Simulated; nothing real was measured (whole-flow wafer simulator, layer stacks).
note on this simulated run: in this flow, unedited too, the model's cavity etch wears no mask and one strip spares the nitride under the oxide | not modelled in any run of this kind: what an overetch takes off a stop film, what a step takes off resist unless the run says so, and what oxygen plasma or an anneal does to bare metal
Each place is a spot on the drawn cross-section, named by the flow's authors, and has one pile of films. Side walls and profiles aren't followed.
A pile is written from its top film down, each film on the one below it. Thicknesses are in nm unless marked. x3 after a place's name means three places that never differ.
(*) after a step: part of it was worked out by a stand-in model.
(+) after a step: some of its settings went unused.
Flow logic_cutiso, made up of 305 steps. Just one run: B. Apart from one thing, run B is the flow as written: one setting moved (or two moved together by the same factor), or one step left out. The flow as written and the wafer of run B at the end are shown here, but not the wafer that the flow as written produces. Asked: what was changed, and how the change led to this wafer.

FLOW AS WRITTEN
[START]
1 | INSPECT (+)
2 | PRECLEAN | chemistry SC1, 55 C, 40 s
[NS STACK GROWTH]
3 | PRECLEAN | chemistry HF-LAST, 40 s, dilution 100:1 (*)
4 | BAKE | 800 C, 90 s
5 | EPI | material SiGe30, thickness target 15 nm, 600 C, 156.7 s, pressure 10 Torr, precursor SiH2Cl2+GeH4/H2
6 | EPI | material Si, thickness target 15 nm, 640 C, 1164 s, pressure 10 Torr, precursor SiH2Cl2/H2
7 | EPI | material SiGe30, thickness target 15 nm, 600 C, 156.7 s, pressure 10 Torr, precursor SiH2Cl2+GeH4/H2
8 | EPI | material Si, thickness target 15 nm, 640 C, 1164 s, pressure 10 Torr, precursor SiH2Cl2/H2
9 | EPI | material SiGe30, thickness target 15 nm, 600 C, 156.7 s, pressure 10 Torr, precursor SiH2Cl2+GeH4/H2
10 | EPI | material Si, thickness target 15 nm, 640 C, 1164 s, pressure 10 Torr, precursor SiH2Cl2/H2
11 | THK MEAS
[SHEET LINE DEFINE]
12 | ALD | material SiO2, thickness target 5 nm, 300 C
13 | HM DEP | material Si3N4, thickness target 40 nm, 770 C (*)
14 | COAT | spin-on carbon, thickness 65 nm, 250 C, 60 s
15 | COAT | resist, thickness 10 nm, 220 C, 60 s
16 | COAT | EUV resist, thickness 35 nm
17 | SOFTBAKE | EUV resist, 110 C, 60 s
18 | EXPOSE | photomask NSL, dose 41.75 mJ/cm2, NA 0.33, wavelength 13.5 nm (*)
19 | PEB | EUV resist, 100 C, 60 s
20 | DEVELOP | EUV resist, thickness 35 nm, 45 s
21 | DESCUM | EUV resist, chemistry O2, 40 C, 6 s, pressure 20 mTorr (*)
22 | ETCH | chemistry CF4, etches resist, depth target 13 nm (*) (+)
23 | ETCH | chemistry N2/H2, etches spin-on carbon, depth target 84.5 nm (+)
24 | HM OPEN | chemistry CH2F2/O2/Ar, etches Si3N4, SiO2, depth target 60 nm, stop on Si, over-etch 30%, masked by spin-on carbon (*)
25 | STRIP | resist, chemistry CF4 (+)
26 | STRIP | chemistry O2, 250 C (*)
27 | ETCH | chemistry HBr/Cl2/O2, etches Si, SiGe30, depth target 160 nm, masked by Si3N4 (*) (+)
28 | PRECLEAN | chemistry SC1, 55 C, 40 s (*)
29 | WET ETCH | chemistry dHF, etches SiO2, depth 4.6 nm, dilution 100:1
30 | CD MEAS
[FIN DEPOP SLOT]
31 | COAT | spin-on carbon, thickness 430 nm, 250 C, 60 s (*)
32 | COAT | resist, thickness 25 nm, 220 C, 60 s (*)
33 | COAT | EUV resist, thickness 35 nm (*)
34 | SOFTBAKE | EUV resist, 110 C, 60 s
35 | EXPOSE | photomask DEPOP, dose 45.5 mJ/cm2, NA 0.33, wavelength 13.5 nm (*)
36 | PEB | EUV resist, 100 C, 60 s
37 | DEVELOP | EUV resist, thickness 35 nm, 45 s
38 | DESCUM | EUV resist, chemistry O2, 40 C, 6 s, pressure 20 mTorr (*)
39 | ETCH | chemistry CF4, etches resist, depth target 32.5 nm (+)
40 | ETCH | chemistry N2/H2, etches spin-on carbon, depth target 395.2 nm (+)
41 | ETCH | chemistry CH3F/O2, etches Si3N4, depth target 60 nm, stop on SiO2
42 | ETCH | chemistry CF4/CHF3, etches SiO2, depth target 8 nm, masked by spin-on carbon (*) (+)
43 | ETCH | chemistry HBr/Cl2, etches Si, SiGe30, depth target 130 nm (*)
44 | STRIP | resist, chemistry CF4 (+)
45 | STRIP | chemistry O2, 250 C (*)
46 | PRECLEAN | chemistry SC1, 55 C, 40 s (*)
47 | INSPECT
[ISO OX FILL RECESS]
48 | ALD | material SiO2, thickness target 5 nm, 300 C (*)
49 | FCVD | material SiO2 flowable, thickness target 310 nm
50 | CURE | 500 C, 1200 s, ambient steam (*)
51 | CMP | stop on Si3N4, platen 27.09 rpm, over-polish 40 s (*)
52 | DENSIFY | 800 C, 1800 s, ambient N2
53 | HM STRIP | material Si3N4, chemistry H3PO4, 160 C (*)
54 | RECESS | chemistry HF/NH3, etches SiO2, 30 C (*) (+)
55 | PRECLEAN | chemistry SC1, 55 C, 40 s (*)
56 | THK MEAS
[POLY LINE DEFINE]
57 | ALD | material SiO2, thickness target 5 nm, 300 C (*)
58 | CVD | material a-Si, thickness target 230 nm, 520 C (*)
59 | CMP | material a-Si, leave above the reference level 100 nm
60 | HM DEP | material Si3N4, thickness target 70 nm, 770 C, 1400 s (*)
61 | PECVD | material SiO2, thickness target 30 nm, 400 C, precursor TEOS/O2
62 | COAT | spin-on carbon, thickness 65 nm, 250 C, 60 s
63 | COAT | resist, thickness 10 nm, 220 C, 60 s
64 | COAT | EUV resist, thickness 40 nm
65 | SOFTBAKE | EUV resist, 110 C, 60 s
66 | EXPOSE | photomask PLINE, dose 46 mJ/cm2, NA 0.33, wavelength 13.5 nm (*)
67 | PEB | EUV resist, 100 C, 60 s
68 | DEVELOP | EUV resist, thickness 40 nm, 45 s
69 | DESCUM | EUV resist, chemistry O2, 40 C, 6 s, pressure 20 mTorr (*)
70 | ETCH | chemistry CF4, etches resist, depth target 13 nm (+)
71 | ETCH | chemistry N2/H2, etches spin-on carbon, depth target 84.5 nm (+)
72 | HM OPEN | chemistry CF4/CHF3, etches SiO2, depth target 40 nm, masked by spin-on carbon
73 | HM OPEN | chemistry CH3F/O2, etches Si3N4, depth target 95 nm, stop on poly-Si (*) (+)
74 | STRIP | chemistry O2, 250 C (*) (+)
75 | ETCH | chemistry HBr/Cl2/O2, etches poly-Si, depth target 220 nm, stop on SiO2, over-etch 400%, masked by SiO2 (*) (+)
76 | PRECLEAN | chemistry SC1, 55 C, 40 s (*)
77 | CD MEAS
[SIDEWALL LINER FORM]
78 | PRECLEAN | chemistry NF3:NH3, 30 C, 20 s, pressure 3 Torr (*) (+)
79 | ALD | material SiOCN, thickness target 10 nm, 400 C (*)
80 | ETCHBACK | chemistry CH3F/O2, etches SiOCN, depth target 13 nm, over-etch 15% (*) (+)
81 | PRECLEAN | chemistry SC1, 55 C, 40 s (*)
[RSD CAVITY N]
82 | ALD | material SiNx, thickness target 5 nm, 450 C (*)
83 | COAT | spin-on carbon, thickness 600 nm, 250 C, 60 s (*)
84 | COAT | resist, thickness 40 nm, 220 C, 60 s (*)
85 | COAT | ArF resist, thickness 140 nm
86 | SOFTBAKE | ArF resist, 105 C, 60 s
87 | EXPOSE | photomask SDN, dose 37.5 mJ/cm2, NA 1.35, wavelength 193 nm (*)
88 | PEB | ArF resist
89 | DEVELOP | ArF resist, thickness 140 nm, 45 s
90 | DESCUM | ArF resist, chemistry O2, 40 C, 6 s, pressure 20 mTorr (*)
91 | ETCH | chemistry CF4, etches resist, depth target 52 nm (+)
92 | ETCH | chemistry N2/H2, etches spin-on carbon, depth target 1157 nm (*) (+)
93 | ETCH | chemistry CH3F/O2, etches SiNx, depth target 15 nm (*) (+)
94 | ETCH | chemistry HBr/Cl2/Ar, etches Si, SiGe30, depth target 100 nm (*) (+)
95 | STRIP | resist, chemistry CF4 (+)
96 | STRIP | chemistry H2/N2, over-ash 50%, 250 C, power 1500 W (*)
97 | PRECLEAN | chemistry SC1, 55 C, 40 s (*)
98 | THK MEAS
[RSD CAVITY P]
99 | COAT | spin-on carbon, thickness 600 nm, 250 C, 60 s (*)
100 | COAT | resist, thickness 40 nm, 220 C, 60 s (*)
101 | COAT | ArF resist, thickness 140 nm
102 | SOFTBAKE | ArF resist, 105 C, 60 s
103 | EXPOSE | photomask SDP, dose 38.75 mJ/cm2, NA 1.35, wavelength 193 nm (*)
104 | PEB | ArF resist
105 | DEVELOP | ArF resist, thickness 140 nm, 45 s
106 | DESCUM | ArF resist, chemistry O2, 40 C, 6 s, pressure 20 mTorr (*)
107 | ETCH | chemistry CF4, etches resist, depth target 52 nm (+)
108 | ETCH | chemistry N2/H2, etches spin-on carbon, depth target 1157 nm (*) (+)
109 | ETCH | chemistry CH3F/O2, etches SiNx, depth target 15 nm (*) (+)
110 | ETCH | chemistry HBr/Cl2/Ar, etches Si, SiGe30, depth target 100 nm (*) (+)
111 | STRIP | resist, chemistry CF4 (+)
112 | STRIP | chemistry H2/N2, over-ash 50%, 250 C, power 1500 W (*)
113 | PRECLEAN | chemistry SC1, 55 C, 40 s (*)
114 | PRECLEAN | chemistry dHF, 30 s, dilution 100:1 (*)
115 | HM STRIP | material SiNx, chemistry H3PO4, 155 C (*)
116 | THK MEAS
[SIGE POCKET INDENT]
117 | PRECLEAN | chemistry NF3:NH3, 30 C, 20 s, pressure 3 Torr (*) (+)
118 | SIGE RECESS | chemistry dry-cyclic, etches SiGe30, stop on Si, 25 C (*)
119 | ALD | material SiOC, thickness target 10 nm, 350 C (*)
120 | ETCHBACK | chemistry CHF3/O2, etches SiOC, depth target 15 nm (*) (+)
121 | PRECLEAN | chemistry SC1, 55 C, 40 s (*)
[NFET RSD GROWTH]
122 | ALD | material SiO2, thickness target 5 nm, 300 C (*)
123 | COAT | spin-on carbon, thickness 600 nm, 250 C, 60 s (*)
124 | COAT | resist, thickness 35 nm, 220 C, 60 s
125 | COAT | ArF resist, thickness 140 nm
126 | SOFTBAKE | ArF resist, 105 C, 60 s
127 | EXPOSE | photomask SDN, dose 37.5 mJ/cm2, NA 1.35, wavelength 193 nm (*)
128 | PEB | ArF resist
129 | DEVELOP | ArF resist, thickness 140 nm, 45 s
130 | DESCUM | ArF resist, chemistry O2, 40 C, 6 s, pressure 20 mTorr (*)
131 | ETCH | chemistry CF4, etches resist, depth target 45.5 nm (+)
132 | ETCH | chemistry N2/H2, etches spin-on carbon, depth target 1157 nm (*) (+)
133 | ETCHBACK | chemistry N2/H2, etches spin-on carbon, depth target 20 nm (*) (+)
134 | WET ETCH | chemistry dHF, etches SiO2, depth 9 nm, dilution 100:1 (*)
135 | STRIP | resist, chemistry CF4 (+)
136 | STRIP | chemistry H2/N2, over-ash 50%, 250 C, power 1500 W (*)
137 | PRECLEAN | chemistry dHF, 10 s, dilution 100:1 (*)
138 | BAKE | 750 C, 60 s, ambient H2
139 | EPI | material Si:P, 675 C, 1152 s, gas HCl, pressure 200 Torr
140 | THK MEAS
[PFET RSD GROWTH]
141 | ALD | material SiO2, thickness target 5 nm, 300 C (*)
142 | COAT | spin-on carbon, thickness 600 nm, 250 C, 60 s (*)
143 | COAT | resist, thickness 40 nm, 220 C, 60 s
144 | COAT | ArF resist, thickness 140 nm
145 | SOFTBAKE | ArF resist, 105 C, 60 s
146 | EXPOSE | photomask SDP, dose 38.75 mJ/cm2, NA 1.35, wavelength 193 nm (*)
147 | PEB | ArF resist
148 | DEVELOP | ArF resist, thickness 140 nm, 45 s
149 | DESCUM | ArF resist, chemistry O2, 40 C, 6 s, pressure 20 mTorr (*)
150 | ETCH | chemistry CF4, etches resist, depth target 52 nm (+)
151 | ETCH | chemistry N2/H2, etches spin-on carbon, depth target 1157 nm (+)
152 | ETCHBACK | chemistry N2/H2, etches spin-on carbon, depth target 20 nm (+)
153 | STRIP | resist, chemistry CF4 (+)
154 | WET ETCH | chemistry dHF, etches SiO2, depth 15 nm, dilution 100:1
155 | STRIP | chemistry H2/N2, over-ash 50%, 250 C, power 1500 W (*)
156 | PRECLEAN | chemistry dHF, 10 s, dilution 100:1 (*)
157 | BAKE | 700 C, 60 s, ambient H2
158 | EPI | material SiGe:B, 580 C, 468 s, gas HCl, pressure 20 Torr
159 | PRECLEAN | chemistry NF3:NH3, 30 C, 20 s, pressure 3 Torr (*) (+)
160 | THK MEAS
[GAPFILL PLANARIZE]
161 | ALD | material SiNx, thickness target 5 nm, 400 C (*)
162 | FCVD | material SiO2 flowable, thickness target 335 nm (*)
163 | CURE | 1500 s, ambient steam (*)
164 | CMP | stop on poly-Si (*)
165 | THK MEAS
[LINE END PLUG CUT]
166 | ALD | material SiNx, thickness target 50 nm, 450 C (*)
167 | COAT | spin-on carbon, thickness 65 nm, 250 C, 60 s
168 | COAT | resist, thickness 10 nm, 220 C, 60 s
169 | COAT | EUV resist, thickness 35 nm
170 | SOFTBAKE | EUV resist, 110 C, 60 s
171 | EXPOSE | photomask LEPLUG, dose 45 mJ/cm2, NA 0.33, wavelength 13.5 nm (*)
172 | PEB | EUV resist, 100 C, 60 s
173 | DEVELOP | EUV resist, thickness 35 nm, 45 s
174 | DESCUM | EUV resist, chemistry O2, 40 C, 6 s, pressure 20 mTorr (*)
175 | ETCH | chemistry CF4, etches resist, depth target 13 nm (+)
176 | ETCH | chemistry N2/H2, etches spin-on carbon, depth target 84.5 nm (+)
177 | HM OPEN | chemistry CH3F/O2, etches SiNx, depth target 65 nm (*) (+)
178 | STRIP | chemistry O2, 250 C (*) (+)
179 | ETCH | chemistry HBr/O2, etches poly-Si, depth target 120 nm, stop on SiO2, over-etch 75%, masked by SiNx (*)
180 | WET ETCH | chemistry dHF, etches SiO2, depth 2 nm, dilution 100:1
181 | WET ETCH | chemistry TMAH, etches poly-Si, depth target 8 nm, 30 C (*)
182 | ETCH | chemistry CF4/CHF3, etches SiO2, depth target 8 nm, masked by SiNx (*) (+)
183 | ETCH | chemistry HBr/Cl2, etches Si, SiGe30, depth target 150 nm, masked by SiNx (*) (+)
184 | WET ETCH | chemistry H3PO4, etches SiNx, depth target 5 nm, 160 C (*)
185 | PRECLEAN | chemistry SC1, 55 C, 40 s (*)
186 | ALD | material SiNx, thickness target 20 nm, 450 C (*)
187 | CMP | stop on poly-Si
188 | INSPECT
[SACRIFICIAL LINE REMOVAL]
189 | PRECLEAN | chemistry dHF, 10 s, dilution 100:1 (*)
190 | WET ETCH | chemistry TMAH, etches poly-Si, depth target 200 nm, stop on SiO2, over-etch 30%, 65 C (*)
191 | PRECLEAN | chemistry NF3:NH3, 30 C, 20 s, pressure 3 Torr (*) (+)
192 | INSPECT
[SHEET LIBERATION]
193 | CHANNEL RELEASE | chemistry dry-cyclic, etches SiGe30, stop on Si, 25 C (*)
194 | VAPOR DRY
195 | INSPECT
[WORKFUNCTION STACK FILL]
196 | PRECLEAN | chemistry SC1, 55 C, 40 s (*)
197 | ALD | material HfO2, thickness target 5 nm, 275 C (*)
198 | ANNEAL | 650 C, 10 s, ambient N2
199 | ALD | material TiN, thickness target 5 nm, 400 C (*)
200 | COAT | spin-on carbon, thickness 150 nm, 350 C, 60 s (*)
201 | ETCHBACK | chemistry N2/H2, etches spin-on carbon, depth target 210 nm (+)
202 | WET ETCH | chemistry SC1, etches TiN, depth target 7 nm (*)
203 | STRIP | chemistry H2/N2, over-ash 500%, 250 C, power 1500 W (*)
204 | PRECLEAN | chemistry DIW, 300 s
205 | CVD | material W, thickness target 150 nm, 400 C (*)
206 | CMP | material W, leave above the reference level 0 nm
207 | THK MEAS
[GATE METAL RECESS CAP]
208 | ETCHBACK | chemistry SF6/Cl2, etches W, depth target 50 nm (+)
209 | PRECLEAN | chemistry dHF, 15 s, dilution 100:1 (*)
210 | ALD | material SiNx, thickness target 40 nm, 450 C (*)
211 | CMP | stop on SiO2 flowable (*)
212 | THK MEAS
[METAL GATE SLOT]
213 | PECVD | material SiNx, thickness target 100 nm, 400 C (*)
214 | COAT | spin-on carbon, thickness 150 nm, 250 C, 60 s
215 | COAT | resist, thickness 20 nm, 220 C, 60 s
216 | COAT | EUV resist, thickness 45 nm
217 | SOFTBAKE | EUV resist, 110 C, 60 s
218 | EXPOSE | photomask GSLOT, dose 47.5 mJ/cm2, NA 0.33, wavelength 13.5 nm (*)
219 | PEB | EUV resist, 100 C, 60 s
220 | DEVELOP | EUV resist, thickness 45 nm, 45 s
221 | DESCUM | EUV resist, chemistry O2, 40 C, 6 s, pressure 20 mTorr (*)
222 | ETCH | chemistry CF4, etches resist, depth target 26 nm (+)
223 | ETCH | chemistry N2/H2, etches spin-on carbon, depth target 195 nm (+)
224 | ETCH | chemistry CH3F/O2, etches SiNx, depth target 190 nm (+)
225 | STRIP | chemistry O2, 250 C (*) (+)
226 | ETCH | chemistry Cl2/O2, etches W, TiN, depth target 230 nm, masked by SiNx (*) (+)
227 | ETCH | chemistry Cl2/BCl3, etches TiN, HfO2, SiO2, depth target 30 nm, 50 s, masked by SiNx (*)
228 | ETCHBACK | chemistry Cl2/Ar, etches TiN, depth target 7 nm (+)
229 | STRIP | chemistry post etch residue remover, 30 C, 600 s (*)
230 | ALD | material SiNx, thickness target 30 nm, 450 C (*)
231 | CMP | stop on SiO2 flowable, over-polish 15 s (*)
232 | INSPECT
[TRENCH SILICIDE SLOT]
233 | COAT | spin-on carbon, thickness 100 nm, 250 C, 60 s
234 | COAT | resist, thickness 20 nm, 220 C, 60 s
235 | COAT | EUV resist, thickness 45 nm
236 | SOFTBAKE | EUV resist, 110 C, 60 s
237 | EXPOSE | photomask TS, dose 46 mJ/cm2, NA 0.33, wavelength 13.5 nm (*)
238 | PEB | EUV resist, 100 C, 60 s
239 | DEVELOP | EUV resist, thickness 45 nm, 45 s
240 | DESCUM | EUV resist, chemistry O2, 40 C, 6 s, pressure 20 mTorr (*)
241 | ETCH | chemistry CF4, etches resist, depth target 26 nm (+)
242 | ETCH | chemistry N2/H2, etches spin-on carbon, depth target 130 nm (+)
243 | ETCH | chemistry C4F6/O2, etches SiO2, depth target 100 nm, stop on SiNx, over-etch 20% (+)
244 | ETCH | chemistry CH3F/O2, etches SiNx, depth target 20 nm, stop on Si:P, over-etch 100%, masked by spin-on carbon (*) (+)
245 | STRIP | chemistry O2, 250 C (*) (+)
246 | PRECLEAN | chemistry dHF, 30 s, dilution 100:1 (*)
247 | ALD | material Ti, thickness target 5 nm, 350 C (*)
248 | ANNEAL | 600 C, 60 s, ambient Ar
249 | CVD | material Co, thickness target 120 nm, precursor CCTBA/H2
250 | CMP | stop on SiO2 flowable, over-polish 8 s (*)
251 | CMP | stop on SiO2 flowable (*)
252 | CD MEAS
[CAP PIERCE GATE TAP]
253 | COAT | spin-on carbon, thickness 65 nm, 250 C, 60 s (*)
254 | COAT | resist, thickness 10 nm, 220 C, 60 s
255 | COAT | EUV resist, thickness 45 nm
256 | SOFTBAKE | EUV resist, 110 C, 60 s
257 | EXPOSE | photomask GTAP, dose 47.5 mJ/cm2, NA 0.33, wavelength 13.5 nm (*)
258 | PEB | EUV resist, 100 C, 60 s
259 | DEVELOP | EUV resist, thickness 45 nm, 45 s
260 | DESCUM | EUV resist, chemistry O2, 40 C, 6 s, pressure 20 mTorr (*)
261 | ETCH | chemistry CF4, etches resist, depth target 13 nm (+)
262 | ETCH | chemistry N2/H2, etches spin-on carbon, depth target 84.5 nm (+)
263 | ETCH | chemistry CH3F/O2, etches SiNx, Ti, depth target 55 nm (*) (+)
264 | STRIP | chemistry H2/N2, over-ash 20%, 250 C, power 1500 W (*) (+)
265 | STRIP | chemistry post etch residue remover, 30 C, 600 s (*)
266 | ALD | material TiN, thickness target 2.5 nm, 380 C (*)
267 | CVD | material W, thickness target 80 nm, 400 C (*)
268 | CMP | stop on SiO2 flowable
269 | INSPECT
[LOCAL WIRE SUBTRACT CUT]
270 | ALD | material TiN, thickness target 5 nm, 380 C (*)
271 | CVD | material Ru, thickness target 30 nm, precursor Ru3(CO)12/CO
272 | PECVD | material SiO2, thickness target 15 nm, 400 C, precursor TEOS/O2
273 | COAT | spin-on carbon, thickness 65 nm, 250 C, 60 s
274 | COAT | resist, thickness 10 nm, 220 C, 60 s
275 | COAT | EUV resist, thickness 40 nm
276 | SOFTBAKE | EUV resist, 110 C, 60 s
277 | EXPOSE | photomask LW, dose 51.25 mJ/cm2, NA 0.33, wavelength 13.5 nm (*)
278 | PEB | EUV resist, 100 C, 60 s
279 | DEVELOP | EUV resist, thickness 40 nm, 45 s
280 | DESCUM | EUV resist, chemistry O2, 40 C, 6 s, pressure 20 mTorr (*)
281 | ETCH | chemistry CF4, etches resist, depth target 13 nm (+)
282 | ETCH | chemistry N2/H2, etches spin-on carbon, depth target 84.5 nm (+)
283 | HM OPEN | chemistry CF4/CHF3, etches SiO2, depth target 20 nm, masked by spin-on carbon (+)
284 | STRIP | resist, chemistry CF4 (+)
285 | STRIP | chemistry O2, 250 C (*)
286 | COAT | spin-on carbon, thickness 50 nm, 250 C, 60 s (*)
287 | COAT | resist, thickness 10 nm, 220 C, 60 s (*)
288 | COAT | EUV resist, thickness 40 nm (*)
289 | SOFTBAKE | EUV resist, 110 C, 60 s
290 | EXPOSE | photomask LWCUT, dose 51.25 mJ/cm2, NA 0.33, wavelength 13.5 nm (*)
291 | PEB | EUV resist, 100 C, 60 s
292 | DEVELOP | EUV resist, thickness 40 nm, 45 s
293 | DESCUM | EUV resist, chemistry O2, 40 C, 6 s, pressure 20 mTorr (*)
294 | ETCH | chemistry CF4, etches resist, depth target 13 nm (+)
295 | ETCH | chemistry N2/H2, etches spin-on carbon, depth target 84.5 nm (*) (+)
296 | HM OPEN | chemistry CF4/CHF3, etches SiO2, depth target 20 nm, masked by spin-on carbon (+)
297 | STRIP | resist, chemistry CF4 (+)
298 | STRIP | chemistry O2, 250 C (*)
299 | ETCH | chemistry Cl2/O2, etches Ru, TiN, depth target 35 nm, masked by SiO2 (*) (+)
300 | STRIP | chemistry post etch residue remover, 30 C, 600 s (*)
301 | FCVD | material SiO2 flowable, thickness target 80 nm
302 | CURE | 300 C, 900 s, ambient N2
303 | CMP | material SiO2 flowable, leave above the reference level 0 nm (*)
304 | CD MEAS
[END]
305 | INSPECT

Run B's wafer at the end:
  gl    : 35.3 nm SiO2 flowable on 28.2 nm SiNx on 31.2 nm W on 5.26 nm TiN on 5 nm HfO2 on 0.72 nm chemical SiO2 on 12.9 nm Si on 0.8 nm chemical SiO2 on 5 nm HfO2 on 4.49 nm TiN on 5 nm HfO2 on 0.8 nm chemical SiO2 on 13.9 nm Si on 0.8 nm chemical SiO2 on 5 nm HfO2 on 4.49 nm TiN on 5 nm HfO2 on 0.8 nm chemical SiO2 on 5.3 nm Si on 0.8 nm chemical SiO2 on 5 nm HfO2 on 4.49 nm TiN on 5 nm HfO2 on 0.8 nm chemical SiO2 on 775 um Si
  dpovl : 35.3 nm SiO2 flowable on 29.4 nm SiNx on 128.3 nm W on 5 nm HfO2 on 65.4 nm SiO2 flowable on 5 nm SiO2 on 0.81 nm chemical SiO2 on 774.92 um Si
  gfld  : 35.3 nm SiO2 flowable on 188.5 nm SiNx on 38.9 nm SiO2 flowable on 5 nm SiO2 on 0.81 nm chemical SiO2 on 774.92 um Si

Cause: step 6, EPI: thickness target 6.4 nm was run, though the flow has thickness target 15 nm; step 6, EPI: 494.9 s was run, where the flow has 1164 s.

How this came from the change, step by step:
  6 | EPI | material Si, thickness target 15 nm, 640 C, 1164 s, pressure 10 Torr, precursor SiH2Cl2/H2
      depop, dpovl, gfld and 19 more: Si gains 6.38 (new film) (in the flow as written it would be: Si gains 15 (new film))
  27 | ETCH | chemistry HBr/Cl2/O2, etches Si, SiGe30, depth target 160 nm, masked by Si3N4 (*) (+)
      gfld, gxf, iso, lnri: chemical SiO2 loses 0.79 (all of it), Si loses 11.4 (all of it), SiGe30 loses 15 (all of it), Si loses 15 (all of it), SiGe30 loses 15 (all of it), Si loses 6.38 (all of it), SiGe30 loses 15 (all of it), Si loses 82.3 (in the flow as written it would be: chemical SiO2 loses 0.79 (all of it), Si loses 11.4 (all of it), SiGe30 loses 15 (all of it), Si loses 15 (all of it), SiGe30 loses 15 (all of it), Si loses 15 (all of it), SiGe30 loses 15 (all of it), Si loses 73.6)
      dpovl, nsgap: chemical SiO2 loses 0.79 (all of it), Si loses 11.8 (all of it), SiGe30 loses 15 (all of it), Si loses 15 (all of it), SiGe30 loses 15 (all of it), Si loses 6.38 (all of it), SiGe30 loses 15 (all of it), Si loses 81.9 (in the flow as written it would be: chemical SiO2 loses 0.79 (all of it), Si loses 11.8 (all of it), SiGe30 loses 15 (all of it), Si loses 15 (all of it), SiGe30 loses 15 (all of it), Si loses 15 (all of it), SiGe30 loses 15 (all of it), Si loses 73.2)
      (as well as at 1 more place)
  43 | ETCH | chemistry HBr/Cl2, etches Si, SiGe30, depth target 130 nm (*)
      depop: Si loses 14 (all of it), SiGe30 loses 15 (all of it), Si loses 15 (all of it), SiGe30 loses 15 (all of it), Si loses 6.38 (all of it), SiGe30 loses 15 (all of it), Si loses 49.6 (in the flow as written it would be: Si loses 14 (all of it), SiGe30 loses 15 (all of it), Si loses 15 (all of it), SiGe30 loses 15 (all of it), Si loses 15 (all of it), SiGe30 loses 15 (all of it), Si loses 41)
  94 | ETCH | chemistry HBr/Cl2/Ar, etches Si, SiGe30, depth target 100 nm (*) (+)
      rsdn, rsdx: chemical SiO2 loses 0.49 (all of it), Si loses 12.8 (all of it), SiGe30 loses 15 (all of it), Si loses 15 (all of it), SiGe30 loses 15 (all of it), Si loses 6.38 (all of it), SiGe30 loses 15 (all of it), Si loses 20.8 (in the flow as written it would be: chemical SiO2 loses 0.49 (all of it), Si loses 12.8 (all of it), SiGe30 loses 15 (all of it), Si loses 15 (all of it), SiGe30 loses 15 (all of it), Si loses 15 (all of it), SiGe30 loses 15 (all of it), Si loses 12.2)
  110 | ETCH | chemistry HBr/Cl2/Ar, etches Si, SiGe30, depth target 100 nm (*) (+)
      rsdp, rsdw: chemical SiO2 loses 0.49 (all of it), Si loses 12.8 (all of it), SiGe30 loses 15 (all of it), Si loses 15 (all of it), SiGe30 loses 15 (all of it), Si loses 6.38 (all of it), SiGe30 loses 15 (all of it), Si loses 20.8 (in the flow as written it would be: chemical SiO2 loses 0.49 (all of it), Si loses 12.8 (all of it), SiGe30 loses 15 (all of it), Si loses 15 (all of it), SiGe30 loses 15 (all of it), Si loses 15 (all of it), SiGe30 loses 15 (all of it), Si loses 12.2)
  183 | ETCH | chemistry HBr/Cl2, etches Si, SiGe30, depth target 150 nm, masked by SiNx (*) (+)
      plug: Si loses 13.6 (all of it), SiGe30 loses 15 (all of it), Si loses 15 (all of it), SiGe30 loses 15 (all of it), Si loses 6.38 (all of it), SiGe30 loses 15 (all of it), Si loses 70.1 (in the flow as written it would be: Si loses 13.6 (all of it), SiGe30 loses 15 (all of it), Si loses 15 (all of it), SiGe30 loses 15 (all of it), Si loses 15 (all of it), SiGe30 loses 15 (all of it), Si loses 61.4)
